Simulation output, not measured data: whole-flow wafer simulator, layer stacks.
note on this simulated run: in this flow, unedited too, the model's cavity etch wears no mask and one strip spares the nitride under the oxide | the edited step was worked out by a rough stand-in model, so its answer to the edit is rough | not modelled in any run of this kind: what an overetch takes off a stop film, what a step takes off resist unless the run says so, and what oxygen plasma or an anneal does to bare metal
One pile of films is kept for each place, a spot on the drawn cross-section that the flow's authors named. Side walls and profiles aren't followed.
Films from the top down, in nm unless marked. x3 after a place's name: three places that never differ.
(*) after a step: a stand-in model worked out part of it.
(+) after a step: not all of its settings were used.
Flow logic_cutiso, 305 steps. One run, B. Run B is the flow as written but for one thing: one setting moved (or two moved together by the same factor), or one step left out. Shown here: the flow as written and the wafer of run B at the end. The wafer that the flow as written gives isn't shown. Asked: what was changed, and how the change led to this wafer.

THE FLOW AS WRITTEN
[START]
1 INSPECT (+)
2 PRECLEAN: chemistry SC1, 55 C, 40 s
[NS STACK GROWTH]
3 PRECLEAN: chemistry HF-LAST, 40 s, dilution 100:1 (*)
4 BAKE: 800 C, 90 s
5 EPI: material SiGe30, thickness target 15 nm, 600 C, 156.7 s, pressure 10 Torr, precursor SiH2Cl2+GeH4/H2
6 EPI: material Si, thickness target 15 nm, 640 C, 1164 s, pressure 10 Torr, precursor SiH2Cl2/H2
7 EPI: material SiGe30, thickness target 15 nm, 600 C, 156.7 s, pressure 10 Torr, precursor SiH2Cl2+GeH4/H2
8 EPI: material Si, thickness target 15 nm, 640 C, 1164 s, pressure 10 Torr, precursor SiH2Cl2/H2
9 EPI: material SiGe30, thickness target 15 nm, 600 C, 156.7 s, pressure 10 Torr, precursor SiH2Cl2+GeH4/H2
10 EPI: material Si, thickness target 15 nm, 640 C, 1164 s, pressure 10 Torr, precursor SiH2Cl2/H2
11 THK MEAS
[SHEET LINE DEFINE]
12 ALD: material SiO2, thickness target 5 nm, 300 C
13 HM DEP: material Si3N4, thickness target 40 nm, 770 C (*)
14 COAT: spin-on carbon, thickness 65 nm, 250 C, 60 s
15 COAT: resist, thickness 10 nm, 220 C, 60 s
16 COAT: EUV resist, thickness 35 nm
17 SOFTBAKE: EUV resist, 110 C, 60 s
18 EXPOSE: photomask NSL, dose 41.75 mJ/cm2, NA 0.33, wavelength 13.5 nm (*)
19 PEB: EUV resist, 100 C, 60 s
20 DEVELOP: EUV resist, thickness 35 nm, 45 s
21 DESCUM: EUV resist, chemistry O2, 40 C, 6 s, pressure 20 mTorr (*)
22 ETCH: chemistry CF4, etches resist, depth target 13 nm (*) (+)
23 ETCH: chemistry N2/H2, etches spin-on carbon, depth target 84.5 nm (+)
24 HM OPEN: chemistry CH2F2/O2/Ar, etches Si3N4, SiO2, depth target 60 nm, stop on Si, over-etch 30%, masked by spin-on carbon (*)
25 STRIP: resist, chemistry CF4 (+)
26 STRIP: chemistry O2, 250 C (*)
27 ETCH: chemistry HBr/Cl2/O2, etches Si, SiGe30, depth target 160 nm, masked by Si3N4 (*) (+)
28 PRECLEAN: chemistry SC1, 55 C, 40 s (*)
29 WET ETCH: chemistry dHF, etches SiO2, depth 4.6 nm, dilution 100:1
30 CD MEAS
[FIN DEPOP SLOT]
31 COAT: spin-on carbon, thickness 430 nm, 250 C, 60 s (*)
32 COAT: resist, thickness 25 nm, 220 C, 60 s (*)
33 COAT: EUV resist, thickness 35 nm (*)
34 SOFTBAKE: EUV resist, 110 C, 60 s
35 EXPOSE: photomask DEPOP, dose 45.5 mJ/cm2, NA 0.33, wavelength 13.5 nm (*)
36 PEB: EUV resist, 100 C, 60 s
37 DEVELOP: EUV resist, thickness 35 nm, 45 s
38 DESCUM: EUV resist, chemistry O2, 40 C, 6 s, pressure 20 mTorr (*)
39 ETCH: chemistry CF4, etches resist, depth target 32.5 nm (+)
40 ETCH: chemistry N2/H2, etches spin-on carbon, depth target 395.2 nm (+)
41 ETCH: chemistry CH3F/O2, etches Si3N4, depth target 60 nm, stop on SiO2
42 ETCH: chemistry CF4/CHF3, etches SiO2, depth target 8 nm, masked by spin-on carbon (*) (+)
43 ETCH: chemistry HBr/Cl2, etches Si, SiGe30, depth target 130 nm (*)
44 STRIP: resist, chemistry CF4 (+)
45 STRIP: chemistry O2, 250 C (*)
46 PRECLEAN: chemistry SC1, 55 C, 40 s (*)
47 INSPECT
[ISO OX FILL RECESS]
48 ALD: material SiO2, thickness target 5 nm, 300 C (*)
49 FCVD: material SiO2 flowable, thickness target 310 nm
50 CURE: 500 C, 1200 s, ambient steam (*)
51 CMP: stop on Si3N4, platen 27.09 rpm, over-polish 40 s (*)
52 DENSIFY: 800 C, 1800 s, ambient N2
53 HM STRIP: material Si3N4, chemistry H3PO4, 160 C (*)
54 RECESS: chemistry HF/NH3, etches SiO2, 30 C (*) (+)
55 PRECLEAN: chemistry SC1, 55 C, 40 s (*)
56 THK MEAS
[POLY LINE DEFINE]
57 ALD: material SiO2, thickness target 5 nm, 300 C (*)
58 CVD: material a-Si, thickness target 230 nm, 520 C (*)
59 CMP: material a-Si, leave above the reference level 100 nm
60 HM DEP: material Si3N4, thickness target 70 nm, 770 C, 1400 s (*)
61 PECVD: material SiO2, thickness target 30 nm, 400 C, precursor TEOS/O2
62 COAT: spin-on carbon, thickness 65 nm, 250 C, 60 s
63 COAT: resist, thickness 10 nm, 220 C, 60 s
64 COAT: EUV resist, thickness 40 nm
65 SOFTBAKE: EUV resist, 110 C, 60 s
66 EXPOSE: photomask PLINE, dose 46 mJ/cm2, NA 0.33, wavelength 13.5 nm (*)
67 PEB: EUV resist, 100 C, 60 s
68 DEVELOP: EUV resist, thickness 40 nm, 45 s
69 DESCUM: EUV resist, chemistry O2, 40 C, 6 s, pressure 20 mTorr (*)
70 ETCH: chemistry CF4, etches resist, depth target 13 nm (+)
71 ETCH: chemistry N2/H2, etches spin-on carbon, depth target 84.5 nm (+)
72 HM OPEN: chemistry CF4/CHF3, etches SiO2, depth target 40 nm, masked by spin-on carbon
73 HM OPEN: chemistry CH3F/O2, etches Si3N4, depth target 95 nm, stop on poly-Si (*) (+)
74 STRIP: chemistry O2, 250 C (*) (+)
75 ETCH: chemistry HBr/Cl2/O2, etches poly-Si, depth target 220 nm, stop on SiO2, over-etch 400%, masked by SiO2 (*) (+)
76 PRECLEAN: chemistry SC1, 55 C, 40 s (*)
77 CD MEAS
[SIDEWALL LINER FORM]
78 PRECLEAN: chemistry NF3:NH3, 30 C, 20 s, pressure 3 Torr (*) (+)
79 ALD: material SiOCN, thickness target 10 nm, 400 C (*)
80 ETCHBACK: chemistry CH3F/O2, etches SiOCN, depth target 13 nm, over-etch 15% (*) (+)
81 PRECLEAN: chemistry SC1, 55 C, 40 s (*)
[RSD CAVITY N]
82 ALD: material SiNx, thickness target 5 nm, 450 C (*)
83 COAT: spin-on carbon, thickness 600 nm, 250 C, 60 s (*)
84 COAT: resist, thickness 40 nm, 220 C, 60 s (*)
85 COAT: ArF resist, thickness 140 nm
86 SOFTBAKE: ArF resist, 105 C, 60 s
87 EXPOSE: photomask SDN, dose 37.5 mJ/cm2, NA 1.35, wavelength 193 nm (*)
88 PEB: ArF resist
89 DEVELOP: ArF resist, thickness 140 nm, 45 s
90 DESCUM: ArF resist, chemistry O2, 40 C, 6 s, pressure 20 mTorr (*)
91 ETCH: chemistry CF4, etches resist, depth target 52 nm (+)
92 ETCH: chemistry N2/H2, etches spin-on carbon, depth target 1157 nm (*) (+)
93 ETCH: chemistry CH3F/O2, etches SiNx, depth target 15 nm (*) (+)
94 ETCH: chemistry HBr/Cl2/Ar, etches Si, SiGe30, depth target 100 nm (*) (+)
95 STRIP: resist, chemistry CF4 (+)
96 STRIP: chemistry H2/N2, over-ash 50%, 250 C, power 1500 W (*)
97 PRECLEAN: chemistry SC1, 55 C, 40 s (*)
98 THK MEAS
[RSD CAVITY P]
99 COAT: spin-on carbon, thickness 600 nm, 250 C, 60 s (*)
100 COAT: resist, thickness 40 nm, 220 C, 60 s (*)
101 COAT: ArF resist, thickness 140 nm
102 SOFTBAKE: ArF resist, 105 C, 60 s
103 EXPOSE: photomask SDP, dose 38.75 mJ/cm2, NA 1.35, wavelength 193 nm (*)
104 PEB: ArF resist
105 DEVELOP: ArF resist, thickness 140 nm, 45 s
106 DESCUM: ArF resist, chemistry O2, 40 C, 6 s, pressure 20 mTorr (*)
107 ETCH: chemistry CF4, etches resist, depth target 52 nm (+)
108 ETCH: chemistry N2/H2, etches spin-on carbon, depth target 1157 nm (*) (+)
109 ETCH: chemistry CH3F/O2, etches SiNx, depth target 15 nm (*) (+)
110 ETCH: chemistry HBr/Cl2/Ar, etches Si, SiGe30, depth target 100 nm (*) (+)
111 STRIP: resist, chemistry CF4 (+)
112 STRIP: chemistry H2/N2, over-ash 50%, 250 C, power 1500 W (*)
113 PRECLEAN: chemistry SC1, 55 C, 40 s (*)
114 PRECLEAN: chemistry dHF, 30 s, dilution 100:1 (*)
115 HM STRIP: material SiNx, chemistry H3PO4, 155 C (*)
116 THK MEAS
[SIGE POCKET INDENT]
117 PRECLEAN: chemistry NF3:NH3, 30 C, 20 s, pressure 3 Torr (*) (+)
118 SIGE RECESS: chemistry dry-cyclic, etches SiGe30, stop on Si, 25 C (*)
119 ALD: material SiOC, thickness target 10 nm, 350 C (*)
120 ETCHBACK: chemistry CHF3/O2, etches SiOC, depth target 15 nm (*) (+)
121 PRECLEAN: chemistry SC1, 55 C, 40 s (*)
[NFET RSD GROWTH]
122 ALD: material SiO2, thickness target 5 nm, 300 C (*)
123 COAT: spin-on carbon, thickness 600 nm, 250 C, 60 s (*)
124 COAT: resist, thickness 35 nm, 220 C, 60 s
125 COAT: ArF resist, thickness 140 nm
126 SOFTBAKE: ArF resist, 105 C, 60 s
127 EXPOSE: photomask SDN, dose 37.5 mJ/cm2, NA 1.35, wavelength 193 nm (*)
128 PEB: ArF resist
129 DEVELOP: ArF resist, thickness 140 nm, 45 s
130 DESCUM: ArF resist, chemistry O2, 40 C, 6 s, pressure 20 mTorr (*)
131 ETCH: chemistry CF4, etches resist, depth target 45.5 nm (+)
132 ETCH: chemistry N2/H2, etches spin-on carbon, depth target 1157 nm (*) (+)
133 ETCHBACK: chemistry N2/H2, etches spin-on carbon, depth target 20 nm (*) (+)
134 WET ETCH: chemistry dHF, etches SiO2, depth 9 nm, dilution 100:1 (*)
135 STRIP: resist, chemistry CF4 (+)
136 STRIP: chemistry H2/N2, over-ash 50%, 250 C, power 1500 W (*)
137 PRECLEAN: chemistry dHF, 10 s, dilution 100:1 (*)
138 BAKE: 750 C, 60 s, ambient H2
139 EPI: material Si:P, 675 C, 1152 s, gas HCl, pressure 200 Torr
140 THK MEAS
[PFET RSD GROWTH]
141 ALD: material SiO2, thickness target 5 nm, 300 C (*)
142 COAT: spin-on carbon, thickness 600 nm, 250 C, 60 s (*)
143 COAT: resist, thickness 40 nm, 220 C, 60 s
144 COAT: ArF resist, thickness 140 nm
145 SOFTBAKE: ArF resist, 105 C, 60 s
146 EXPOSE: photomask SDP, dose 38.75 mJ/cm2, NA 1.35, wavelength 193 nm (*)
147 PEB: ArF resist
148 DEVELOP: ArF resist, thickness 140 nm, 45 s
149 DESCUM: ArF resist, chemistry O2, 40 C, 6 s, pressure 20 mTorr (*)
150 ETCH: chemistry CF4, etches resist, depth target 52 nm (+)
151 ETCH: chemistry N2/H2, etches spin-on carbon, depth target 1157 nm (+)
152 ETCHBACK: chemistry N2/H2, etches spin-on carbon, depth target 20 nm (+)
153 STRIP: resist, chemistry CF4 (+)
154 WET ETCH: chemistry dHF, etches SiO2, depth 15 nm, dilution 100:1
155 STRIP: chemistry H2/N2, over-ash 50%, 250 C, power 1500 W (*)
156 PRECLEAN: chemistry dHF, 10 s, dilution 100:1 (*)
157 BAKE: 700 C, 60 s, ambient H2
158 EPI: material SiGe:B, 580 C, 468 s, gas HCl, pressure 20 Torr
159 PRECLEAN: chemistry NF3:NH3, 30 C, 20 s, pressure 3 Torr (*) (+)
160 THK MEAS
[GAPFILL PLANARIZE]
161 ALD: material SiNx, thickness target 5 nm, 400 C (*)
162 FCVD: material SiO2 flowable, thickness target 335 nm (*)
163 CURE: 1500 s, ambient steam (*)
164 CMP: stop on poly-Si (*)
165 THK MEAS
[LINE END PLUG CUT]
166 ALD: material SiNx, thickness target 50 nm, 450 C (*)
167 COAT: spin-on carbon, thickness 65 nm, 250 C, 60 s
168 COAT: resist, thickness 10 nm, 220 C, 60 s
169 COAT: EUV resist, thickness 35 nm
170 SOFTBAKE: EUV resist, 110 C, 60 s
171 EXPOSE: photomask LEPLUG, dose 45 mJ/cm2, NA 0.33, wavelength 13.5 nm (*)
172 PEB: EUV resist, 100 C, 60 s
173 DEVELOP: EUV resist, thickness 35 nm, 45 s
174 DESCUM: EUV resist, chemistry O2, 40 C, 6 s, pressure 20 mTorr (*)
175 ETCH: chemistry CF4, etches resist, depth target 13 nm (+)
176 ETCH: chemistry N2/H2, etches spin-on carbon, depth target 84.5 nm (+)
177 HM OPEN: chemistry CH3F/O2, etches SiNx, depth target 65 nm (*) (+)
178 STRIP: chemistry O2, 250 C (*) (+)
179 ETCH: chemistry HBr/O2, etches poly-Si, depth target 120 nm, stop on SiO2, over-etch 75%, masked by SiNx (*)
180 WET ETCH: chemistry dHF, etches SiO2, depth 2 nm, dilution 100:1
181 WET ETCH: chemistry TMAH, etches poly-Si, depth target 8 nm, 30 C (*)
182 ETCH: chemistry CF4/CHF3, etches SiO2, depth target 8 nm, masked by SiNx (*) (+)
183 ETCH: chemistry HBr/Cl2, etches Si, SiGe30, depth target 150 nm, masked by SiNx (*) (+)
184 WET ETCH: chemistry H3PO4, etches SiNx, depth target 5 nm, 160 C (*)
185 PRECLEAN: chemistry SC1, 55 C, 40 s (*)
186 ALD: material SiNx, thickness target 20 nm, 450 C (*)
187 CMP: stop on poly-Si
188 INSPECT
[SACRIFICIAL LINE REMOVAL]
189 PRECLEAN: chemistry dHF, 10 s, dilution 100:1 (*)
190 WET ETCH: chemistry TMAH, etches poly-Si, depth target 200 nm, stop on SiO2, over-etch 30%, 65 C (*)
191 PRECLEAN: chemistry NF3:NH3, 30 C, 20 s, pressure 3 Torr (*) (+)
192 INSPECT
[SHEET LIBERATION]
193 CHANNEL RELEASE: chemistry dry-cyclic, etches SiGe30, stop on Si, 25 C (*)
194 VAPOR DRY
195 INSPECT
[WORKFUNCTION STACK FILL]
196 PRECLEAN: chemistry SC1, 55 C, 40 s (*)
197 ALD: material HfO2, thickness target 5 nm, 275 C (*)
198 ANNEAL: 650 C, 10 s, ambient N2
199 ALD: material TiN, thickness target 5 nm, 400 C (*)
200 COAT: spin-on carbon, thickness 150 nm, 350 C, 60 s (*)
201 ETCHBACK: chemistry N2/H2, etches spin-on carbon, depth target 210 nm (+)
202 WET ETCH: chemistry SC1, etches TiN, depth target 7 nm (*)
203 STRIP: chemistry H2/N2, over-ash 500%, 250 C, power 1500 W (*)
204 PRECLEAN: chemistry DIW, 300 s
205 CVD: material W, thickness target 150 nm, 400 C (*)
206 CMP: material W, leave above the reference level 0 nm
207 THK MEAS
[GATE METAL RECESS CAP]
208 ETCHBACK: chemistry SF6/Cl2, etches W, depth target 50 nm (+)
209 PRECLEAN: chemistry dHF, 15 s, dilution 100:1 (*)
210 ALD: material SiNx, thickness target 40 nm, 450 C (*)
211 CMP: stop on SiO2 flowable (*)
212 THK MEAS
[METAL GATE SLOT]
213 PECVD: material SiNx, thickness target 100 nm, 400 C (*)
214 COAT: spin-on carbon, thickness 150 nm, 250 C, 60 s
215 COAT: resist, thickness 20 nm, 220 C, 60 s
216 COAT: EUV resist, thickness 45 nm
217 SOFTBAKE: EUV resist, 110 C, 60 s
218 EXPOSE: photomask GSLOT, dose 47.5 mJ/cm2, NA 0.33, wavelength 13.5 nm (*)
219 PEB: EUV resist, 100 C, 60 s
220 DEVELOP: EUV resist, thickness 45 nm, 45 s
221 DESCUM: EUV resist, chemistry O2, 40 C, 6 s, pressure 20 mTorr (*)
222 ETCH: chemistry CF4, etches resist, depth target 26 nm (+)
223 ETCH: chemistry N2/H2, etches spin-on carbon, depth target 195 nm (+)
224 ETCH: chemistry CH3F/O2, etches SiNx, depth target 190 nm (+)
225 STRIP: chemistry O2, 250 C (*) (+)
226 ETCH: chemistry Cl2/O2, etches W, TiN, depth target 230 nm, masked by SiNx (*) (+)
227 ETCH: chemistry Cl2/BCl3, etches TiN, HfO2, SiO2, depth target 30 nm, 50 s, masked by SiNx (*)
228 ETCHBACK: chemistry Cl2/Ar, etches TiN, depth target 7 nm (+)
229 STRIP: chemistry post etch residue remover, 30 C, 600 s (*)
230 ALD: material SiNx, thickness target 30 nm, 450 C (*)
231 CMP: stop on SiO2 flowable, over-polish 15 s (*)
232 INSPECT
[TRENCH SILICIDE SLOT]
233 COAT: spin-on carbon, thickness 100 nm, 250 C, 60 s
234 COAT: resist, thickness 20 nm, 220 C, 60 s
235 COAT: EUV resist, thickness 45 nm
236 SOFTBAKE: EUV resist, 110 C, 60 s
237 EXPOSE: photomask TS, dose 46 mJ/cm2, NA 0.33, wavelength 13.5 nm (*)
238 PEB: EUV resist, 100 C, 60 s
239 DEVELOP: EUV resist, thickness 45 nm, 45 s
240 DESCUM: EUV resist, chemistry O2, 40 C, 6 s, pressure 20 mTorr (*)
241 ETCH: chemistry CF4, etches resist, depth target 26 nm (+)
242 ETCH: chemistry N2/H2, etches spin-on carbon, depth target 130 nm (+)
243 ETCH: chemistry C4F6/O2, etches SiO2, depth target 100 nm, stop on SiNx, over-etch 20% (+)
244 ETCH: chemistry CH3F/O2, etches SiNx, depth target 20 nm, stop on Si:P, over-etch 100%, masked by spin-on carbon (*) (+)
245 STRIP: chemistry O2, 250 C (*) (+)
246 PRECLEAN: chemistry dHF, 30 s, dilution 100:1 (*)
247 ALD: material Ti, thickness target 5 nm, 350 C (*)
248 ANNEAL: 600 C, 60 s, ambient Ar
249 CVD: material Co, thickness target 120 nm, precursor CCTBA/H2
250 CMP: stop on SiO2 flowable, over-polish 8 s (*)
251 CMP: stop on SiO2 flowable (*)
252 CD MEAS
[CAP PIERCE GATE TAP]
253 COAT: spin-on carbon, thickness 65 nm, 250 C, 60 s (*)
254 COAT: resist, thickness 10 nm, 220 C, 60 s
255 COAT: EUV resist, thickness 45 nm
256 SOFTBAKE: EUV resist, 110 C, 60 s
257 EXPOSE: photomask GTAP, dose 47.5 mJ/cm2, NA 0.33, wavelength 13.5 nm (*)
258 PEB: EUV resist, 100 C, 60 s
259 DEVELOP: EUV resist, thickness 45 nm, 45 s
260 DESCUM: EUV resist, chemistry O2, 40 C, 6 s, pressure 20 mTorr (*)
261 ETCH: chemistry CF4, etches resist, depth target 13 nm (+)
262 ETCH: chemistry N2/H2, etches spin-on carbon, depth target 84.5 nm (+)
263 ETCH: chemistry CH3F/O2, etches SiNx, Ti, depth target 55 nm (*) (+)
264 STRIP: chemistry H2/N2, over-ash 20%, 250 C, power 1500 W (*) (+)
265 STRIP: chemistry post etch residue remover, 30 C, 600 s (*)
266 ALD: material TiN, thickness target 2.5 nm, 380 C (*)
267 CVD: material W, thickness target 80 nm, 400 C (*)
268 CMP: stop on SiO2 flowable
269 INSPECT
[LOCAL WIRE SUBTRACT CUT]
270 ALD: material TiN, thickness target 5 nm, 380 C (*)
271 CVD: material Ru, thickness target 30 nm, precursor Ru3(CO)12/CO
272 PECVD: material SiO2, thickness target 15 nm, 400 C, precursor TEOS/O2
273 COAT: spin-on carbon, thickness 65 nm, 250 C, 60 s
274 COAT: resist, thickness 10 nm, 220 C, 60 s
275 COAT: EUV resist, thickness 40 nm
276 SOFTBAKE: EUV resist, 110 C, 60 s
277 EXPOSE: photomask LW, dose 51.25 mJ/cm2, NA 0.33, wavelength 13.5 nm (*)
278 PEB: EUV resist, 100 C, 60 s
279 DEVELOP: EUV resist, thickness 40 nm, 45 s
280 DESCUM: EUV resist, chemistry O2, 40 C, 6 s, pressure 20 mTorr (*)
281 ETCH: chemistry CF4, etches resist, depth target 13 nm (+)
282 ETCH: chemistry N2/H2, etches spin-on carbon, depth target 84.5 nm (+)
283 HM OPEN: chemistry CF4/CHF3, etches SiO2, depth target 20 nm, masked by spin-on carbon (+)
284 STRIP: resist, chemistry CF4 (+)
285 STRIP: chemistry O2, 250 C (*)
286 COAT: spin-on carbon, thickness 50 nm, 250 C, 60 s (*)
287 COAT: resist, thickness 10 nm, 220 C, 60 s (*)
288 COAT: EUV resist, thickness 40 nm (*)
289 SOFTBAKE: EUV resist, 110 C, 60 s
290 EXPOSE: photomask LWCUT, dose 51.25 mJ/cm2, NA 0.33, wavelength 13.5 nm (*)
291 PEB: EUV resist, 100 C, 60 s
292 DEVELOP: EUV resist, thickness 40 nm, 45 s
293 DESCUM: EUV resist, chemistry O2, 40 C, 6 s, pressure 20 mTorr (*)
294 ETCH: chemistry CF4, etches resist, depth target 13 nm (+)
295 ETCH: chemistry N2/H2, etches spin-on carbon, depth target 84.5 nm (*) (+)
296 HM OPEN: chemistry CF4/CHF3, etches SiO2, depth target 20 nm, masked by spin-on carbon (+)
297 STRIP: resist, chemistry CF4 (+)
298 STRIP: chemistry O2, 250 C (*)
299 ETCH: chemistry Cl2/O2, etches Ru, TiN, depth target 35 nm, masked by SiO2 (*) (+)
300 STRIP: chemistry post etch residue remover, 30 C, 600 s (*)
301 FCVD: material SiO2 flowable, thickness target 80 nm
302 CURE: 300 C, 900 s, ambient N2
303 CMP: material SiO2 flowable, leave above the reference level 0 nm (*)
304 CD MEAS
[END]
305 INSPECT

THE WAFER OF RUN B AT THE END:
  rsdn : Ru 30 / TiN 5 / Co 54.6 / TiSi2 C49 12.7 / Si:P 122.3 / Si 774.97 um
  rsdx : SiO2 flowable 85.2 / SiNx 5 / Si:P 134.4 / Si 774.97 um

The cause: step 94, ETCH: depth target 117.5 nm was run, where the flow has depth target 100 nm.

How the change led to this, step by step:
  94 ETCH: chemistry HBr/Cl2/Ar, etches Si, SiGe30, depth target 100 nm (*) (+)
      rsdn, rsdx: chemical SiO2 -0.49 (all of it), Si -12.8 (all of it), SiGe30 -15 (all of it), Si -15 (all of it), SiGe30 -15 (all of it), Si -15 (all of it), SiGe30 -15 (all of it), Si -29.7 (as written it would be: chemical SiO2 -0.49 (all of it), Si -12.8 (all of it), SiGe30 -15 (all of it), Si -15 (all of it), SiGe30 -15 (all of it), Si -15 (all of it), SiGe30 -15 (all of it), Si -12.2)
  132 ETCH: chemistry N2/H2, etches spin-on carbon, depth target 1157 nm (*) (+)
      depop, dpovl, gfld and 12 more: ArF resist -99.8 (all of it), resist -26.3 (as written it would be: ArF resist -99.8 (all of it), resist -25.7)
  135 STRIP: resist, chemistry CF4 (+)
      depop, dpovl, gxf and 6 more: resist -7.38 (all of it) (as written it would be: resist -7.93 (all of it))
      gfld, glp, iso, lnri, rsdw: resist -7.37 (all of it) (as written it would be: resist -7.93 (all of it))
      (and at 4 more places)
  139 EPI: material Si:P, 675 C, 1152 s, gas HCl, pressure 200 Torr
      rsdn, rsdx: Si:P +134.4 (new film) (as written it would be: Si:P +116.9 (new film))
  141 ALD: material SiO2, thickness target 5 nm, 300 C (*)
      gxn: SiO2 +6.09 (new film) (as written it would be: SiO2 +10.1 (new film))
  159 PRECLEAN: chemistry NF3:NH3, 30 C, 20 s, pressure 3 Torr (*) (+)
      gxn: SiO2 -4.57 (all of it), Si3N4 -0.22 (as written it would be: SiO2 -7.5)
  164 CMP: stop on poly-Si (*)
      gxn: SiO2 flowable -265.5 (all of it), SiNx -5 (all of it), Si3N4 -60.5 (all of it) (as written it would be: SiO2 flowable -264.5 (all of it), SiNx -5 (all of it), SiO2 -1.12 (all of it), Si3N4 -60.3 (all of it))
